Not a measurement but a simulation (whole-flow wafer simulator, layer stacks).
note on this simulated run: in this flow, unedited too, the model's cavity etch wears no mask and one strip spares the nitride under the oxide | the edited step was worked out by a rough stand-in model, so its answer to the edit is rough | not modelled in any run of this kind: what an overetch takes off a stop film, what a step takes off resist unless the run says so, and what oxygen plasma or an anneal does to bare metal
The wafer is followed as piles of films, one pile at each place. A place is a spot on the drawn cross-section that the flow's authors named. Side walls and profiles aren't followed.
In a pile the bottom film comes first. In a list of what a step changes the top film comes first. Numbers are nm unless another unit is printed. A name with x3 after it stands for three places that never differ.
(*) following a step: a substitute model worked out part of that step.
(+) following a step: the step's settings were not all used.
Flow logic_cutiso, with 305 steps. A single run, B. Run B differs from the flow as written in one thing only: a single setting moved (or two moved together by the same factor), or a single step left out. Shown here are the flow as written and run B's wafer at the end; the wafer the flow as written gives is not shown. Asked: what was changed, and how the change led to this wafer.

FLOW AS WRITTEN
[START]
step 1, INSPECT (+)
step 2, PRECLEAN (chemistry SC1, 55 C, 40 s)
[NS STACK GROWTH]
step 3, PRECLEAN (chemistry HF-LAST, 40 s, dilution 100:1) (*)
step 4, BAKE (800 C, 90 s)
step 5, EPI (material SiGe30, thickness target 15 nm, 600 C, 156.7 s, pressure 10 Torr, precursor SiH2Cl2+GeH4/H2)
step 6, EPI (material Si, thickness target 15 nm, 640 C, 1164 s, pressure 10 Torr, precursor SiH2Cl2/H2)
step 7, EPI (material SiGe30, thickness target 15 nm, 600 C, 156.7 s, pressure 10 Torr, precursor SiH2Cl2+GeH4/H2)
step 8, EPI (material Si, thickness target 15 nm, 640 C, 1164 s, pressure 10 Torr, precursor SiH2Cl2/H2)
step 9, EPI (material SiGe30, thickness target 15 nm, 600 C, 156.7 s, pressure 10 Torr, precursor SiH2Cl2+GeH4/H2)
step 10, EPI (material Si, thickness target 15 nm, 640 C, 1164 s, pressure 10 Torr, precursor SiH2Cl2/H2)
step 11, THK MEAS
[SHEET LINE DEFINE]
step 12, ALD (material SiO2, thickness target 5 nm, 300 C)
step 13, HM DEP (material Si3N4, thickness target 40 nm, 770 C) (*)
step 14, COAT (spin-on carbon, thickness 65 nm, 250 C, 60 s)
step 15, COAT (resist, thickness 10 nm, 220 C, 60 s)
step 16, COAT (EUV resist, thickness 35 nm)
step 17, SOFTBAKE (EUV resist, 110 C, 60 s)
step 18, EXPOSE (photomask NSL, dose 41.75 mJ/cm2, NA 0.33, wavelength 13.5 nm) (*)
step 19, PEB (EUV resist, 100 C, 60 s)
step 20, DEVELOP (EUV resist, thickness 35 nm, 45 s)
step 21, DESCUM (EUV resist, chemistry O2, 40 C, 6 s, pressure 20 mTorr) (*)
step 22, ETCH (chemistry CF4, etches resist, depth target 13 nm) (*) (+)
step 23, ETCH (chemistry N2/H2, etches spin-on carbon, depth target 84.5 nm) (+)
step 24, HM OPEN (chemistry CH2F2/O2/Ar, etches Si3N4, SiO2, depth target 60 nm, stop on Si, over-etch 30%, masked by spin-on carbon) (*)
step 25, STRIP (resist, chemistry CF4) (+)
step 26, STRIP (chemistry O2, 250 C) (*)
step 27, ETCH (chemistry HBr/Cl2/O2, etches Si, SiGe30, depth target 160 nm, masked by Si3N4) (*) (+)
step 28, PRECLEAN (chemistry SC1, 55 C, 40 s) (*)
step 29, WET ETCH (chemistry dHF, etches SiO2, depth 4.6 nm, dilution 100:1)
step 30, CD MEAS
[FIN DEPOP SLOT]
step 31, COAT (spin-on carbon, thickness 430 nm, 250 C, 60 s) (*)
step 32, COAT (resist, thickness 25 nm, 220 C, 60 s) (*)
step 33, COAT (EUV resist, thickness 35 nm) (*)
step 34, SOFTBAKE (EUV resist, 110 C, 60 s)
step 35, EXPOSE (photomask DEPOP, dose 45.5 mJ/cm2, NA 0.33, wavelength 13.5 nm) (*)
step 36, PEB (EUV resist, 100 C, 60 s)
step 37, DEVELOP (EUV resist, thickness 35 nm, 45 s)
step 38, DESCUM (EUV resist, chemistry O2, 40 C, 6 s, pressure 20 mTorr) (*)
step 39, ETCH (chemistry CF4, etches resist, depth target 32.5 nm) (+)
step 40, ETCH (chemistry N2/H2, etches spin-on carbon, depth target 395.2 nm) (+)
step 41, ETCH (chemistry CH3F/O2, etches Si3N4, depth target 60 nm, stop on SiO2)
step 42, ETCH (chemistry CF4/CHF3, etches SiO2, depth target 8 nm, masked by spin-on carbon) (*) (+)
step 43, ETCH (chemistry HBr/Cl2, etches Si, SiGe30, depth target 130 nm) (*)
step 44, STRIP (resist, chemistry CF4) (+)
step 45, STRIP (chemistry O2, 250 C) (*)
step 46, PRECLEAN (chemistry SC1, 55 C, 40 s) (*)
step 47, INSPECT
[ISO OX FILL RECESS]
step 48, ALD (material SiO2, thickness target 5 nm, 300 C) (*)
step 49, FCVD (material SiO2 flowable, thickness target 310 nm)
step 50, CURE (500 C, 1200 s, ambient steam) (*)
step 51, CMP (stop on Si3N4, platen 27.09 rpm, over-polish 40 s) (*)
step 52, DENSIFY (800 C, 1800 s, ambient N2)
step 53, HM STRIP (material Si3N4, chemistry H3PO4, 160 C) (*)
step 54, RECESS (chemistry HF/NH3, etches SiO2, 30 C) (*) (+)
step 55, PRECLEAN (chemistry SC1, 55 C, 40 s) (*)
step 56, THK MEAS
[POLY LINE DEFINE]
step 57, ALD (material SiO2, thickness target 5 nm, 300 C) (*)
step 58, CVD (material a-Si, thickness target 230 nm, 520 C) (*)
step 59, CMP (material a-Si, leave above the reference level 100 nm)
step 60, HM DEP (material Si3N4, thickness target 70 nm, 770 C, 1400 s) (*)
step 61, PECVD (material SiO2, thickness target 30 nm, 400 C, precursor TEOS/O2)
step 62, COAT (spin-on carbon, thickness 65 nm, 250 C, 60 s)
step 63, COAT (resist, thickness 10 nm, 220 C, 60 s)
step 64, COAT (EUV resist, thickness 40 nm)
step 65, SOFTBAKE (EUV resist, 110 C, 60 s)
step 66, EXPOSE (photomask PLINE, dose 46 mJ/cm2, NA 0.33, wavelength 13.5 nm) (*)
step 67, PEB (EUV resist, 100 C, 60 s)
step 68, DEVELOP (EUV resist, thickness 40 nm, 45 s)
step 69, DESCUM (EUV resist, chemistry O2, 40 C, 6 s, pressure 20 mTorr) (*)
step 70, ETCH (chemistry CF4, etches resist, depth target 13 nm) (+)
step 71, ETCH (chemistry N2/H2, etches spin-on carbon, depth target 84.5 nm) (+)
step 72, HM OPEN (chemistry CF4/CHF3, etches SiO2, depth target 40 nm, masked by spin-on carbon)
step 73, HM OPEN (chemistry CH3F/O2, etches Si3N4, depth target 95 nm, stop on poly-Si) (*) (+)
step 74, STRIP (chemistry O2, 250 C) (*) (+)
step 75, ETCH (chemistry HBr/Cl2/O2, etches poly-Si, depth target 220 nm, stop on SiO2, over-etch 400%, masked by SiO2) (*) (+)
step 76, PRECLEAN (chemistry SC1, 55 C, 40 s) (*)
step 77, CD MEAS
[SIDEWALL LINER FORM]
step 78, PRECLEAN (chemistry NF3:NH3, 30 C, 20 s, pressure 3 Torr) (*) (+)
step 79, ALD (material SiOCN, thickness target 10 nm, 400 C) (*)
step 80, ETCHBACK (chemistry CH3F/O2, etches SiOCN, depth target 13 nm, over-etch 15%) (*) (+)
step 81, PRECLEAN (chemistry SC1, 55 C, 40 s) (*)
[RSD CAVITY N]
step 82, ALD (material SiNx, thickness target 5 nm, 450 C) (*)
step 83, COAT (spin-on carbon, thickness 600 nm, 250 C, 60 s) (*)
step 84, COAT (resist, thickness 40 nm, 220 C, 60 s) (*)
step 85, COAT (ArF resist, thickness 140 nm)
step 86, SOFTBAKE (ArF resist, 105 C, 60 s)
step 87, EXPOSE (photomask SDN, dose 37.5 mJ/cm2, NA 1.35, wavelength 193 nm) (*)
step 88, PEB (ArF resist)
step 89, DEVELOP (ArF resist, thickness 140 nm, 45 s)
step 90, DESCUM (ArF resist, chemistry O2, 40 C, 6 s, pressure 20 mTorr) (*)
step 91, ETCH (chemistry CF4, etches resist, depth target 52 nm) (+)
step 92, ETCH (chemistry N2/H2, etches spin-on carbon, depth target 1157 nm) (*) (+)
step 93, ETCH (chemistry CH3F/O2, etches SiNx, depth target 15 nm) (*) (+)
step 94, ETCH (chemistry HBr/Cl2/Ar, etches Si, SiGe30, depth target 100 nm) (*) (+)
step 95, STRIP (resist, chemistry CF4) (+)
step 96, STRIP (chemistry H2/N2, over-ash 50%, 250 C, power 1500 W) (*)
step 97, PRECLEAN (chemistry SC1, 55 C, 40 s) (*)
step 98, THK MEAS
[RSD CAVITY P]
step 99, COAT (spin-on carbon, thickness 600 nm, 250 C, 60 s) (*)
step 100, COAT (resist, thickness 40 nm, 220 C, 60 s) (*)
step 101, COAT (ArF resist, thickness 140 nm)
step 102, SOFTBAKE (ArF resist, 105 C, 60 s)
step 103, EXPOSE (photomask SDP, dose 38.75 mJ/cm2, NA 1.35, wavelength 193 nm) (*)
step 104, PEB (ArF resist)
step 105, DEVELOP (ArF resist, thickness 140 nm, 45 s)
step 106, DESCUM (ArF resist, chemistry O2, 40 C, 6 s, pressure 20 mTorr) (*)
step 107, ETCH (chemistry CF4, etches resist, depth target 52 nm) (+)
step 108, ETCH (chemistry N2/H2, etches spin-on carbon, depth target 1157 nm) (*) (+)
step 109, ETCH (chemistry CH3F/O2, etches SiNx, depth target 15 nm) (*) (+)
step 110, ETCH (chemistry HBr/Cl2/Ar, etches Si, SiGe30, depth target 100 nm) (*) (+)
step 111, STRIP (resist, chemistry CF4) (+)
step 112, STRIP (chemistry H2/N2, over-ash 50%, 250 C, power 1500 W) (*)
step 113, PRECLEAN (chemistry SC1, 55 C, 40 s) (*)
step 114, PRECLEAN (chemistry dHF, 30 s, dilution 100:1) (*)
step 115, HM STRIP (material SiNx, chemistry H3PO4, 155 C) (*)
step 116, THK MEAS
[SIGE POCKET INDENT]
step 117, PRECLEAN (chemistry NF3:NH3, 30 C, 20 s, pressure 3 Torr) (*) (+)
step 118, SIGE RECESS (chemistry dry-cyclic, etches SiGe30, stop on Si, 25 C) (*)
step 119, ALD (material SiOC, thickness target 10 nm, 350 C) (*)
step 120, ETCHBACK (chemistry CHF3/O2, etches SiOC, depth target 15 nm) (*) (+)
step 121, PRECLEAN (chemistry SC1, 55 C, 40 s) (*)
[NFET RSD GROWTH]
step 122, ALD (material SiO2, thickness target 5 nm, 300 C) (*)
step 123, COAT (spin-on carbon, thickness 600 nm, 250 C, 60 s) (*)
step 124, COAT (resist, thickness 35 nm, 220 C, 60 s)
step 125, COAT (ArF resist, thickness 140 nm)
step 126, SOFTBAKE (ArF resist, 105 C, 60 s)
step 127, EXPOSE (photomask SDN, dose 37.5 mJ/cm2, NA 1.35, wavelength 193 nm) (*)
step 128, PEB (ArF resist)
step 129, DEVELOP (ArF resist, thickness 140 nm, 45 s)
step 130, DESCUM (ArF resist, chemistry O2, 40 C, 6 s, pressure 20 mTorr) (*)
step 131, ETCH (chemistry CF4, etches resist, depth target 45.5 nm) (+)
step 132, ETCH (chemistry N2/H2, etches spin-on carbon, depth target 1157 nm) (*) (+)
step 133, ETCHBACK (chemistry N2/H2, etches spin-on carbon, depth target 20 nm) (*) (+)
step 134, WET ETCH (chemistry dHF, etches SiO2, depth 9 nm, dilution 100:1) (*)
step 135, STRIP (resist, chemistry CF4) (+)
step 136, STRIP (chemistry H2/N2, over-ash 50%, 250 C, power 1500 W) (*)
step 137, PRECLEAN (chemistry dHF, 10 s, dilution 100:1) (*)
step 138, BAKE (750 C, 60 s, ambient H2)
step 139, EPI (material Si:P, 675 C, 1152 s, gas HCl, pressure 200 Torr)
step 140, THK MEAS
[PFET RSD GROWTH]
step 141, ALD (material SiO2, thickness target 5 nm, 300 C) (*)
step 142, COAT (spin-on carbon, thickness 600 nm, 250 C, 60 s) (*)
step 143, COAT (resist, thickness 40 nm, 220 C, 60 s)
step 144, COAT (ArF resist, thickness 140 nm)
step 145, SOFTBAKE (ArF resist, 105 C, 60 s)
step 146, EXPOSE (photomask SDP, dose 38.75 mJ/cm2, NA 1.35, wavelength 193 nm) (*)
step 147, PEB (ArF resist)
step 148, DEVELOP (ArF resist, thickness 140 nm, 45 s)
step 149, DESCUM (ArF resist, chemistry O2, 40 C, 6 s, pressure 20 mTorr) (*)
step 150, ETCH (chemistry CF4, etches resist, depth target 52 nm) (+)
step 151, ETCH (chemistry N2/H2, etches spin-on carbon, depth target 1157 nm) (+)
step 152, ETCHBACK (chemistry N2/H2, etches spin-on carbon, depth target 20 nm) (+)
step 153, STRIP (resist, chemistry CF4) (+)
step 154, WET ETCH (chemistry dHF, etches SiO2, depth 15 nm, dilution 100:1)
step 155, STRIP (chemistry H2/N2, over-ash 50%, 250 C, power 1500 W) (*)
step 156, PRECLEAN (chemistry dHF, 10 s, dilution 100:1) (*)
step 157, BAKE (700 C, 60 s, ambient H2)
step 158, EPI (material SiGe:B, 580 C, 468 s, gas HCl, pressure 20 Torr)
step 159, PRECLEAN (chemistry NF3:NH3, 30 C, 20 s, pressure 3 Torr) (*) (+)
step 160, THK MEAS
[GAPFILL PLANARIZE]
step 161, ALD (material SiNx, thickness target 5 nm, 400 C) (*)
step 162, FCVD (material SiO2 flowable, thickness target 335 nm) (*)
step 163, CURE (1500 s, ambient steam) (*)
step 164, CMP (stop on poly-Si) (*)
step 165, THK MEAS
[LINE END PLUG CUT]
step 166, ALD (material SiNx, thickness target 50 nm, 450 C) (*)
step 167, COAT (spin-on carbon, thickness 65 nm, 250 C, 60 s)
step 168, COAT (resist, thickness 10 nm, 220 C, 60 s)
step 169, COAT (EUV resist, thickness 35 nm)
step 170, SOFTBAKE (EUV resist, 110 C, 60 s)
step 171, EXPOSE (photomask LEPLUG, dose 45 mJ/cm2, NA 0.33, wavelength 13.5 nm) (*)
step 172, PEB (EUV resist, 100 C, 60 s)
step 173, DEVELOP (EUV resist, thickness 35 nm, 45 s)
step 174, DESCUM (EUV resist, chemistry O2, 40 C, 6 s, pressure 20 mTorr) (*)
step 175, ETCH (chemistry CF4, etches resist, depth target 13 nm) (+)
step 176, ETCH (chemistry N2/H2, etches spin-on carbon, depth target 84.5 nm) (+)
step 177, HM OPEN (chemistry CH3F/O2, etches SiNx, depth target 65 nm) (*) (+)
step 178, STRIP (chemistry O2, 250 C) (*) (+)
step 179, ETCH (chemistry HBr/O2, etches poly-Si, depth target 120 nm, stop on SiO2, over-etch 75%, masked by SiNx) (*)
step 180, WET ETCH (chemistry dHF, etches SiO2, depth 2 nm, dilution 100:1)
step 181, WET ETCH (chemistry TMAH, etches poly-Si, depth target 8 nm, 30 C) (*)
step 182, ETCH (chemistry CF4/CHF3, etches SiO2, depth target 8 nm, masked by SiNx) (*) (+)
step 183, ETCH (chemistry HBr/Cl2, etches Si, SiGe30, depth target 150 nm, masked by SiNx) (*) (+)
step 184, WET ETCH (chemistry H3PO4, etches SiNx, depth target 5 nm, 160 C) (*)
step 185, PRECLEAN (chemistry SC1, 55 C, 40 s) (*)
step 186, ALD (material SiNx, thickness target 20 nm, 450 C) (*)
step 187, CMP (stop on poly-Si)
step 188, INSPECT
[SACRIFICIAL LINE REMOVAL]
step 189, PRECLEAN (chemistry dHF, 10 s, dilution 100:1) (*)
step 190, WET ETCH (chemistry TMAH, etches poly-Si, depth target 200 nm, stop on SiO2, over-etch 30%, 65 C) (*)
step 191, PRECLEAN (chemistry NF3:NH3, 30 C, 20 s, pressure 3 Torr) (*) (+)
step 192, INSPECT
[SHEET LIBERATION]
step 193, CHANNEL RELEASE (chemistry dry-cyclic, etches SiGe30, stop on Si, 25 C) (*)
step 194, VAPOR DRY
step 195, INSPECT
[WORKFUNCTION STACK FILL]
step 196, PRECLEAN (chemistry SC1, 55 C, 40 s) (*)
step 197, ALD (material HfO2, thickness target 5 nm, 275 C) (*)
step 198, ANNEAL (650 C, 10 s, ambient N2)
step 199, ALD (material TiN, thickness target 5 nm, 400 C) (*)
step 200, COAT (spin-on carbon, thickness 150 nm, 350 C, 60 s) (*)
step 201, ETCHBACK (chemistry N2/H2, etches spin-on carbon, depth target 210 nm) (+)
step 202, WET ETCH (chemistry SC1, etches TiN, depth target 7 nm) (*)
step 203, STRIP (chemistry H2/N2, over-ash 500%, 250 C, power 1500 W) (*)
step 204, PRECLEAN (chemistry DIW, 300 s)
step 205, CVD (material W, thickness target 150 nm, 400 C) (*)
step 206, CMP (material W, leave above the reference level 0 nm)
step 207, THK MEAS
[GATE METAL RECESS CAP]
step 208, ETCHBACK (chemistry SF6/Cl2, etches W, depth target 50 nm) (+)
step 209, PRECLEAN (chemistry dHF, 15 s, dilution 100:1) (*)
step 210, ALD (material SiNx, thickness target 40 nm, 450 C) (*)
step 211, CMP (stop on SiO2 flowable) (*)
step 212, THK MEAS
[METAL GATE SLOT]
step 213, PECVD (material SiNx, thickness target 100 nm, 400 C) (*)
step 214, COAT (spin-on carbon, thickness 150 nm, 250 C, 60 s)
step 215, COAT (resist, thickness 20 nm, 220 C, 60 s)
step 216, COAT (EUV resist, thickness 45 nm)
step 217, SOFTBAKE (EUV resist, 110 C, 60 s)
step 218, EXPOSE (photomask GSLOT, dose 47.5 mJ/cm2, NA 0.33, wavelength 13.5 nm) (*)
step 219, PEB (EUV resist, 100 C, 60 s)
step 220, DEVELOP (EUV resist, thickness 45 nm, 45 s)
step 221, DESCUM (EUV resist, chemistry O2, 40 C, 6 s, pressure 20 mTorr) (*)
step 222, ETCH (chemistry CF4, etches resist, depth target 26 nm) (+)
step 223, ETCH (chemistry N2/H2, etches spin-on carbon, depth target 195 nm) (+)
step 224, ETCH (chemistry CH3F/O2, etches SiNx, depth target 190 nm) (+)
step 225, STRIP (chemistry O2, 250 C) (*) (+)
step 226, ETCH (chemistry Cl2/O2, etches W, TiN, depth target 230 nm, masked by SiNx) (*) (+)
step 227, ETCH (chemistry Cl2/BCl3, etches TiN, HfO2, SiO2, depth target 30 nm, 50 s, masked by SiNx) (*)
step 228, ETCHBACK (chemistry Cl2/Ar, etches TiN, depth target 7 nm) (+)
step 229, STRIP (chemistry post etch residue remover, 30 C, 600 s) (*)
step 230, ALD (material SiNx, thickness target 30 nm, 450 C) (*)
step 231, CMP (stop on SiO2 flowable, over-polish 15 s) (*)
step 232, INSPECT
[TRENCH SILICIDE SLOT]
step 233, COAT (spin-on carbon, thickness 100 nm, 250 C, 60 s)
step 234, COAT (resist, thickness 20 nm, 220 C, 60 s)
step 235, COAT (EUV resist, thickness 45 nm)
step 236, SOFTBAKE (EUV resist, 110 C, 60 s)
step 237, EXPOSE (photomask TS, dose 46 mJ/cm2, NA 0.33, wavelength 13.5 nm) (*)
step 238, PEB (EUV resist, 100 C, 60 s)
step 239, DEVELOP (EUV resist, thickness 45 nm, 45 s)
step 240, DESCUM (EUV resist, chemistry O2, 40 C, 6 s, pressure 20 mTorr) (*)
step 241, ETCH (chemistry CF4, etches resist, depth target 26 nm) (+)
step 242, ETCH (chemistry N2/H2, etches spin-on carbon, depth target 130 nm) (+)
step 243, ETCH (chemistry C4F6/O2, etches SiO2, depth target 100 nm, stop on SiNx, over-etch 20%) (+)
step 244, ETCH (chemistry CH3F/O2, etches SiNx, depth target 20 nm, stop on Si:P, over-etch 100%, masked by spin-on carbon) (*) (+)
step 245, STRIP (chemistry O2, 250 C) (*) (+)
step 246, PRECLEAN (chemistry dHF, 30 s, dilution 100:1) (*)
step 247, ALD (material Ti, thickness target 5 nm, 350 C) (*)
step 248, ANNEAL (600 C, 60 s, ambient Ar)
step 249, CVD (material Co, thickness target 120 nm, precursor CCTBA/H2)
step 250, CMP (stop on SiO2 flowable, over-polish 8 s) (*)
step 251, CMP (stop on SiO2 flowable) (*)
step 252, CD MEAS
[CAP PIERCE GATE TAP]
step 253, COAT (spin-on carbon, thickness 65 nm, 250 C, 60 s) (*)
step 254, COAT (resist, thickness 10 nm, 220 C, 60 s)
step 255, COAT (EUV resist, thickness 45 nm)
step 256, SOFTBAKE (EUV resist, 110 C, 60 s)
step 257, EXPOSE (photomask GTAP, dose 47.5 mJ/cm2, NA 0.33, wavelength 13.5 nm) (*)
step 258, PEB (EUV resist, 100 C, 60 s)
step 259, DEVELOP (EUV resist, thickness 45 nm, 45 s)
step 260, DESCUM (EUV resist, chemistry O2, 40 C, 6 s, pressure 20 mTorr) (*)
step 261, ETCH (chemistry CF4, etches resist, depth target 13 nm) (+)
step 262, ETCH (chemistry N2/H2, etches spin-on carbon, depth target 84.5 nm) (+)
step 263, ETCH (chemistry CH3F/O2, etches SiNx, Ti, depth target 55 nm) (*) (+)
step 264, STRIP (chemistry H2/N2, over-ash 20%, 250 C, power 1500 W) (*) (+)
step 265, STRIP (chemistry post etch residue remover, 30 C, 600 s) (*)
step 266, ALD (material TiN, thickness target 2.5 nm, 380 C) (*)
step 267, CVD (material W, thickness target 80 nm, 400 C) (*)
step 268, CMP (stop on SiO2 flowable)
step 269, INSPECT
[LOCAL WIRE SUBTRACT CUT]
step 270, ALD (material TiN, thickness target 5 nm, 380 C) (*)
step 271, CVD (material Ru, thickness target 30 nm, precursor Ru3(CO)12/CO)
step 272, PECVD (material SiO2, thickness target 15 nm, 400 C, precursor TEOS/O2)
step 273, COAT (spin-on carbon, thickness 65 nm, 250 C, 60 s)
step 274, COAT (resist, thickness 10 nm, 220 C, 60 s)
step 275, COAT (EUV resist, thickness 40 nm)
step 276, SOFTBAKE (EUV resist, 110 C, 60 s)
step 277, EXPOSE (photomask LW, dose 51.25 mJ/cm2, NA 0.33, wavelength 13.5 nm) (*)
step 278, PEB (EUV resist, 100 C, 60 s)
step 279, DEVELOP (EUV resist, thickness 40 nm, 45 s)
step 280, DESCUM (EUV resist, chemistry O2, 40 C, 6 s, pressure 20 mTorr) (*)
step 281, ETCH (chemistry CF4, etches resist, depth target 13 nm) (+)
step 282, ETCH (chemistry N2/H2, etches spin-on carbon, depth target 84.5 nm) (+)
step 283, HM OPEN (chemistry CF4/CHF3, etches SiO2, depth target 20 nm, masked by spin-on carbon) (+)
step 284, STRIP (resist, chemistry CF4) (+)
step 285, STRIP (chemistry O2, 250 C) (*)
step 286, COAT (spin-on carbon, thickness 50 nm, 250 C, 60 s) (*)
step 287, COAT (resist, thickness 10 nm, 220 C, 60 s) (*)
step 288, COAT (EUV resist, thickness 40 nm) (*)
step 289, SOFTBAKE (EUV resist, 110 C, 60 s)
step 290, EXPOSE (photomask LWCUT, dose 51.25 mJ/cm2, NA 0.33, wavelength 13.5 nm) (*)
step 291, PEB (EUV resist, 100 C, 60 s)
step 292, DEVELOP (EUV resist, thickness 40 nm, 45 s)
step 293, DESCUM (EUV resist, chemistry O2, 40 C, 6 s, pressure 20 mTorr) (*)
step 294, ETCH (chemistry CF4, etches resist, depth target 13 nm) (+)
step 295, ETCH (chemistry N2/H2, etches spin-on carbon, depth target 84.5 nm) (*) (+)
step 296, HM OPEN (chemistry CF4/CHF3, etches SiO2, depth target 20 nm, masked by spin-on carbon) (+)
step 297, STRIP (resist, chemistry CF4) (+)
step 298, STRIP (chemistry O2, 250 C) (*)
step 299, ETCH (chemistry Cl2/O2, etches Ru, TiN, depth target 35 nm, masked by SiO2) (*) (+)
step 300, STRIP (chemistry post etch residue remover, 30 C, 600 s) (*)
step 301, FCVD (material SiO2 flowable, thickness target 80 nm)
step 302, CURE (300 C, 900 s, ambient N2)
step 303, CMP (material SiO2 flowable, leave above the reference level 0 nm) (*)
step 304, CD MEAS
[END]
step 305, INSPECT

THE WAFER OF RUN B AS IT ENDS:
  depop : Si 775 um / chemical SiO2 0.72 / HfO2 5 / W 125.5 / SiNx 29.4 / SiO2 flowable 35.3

The reason: step 43, ETCH: depth target 78 nm was run, though the flow has depth target 130 nm.

How this came from the change, step by step:
  step 43, ETCH (chemistry HBr/Cl2, etches Si, SiGe30, depth target 130 nm) (*)
      depop: -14 Si (all of it), -15 SiGe30 (all of it), -15 Si (all of it), -15 SiGe30 (all of it), -15 Si (all of it), -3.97 SiGe30 (it would be, as written: -14 Si (all of it), -15 SiGe30 (all of it), -15 Si (all of it), -15 SiGe30 (all of it), -15 Si (all of it), -15 SiGe30 (all of it), -41 Si)
      dpovl, gl, glp and 16 more: -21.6 spin-on carbon (it would be, as written: -32 spin-on carbon)
      (as well as at 2 more places)
  step 45, STRIP (chemistry O2, 250 C) (*)
      depop: +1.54 chemical SiO2 (new film), -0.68 SiGe30 (it would be, as written: +1.13 chemical SiO2 (new film), -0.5 Si)
      glp, tap: -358 spin-on carbon (all of it) (it would be, as written: -347.6 spin-on carbon (all of it))
      (as well as at 15 more places)
  step 49, FCVD (material SiO2 flowable, thickness target 310 nm)
      depop: +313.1 SiO2 flowable (new film) (it would be, as written: +359.9 SiO2 flowable (new film))
      ns: +206.8 SiO2 flowable (new film) (it would be, as written: +201.3 SiO2 flowable (new film))
  step 51, CMP (stop on Si3N4, platen 27.09 rpm, over-polish 40 s) (*)
      depop: -205.9 SiO2 flowable (it would be, as written: -200.5 SiO2 flowable)
      dpovl: -205.8 SiO2 flowable (it would be, as written: -200.4 SiO2 flowable)
      (as well as at 3 more places)
  step 52, DENSIFY (800 C, 1800 s, ambient N2)
      depop: -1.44 SiO2 flowable (it would be, as written: -2.32 SiO2 flowable)
  step 54, RECESS (chemistry HF/NH3, etches SiO2, 30 C) (*) (+)
      depop: -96 SiO2 flowable (all of it), -5 SiO2 (all of it), -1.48 chemical SiO2 (all of it) (it would be, as written: -111.9 SiO2 flowable)
  step 55, PRECLEAN (chemistry SC1, 55 C, 40 s) (*)
      depop: +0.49 chemical SiO2 (new film), -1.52 SiGe30 (it would be, as written: -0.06 SiO2 flowable)
  step 58, CVD (material a-Si, thickness target 230 nm, 520 C) (*)
      depop: +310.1 a-Si (new film) (it would be, as written: +319.4 a-Si (new film))
  step 60, HM DEP (material Si3N4, thickness target 70 nm, 770 C, 1400 s) (*)
      depop: +70 Si3N4 (new film), +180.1 poly-Si (new film), -180.1 a-Si (all of it) (it would be, as written: +70 Si3N4 (new film), +189.4 poly-Si (new film), -189.4 a-Si (all of it))
  step 190, WET ETCH (chemistry TMAH, etches poly-Si, depth target 200 nm, stop on SiO2, over-etch 30%, 65 C) (*)
      depop: -180.1 poly-Si (all of it) (it would be, as written: -189.4 poly-Si (all of it))
  step 191, PRECLEAN (chemistry NF3:NH3, 30 C, 20 s, pressure 3 Torr) (*) (+)
      depop: -5 SiO2 (all of it), -0.49 chemical SiO2 (all of it) (it would be, as written: -5 SiO2 (all of it), -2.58 SiO2 flowable)
  step 193, CHANNEL RELEASE (chemistry dry-cyclic, etches SiGe30, stop on Si, 25 C) (*)
      depop: +0.8 chemical SiO2 (new film), -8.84 SiGe30 (all of it), -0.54 Si (it would be, as written: nothing)
